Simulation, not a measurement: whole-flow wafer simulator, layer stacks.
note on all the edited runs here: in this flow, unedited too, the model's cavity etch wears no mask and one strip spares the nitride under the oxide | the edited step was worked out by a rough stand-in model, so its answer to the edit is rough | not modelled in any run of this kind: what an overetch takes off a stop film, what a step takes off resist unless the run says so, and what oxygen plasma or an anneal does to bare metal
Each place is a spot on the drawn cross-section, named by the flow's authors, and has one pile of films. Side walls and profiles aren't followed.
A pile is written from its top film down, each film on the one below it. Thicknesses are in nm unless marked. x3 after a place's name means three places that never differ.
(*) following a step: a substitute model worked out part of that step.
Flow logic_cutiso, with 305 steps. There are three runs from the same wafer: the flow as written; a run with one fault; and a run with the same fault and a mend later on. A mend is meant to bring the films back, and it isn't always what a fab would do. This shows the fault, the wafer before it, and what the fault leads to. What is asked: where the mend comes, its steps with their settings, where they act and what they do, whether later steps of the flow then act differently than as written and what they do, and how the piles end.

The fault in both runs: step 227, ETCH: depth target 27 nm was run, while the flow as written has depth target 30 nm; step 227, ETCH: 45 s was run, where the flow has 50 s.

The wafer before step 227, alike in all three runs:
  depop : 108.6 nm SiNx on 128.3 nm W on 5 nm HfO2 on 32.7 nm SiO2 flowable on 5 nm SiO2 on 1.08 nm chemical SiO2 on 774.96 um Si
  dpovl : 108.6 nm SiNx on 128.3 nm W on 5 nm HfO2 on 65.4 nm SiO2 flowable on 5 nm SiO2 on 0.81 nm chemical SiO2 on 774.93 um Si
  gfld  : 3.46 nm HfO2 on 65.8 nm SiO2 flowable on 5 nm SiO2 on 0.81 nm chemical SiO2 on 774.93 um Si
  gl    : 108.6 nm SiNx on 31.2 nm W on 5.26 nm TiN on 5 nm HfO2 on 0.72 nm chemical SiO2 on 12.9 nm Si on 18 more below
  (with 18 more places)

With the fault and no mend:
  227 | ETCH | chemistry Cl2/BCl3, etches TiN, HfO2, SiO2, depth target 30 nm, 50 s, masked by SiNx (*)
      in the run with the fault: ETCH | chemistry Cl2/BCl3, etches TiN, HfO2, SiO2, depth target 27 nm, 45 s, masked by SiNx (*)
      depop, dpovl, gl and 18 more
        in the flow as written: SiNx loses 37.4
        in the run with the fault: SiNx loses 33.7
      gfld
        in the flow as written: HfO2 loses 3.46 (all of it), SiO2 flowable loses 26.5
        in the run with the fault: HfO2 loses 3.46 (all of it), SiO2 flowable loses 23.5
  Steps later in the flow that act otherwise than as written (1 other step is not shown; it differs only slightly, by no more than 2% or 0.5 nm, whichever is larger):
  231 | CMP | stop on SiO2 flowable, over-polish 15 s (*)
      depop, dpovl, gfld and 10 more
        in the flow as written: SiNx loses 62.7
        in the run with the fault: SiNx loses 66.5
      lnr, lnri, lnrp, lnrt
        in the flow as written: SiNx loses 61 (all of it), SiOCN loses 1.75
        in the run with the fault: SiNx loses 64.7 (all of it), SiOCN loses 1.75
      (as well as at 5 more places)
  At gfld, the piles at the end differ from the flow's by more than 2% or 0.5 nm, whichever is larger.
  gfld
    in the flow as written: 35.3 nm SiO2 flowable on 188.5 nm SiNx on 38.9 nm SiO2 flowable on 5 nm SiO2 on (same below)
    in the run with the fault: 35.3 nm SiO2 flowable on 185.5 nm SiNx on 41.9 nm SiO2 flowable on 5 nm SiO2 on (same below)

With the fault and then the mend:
  The mend stands after step 227.
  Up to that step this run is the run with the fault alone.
  227a | ETCH | chemistry Cl2/BCl3, etches TiN, HfO2, SiO2, depth target 3 nm, 5 s, masked by SiNx (*) (a further turn of the flow's step 227, with different settings)
      depop, dpovl, gl and 18 more
        SiNx loses 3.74
      gfld
        SiO2 flowable loses 3
  Every later step of the flow that is run acts as written at every place that is followed.
  At every place that both follow, the piles at the end match the flow's.
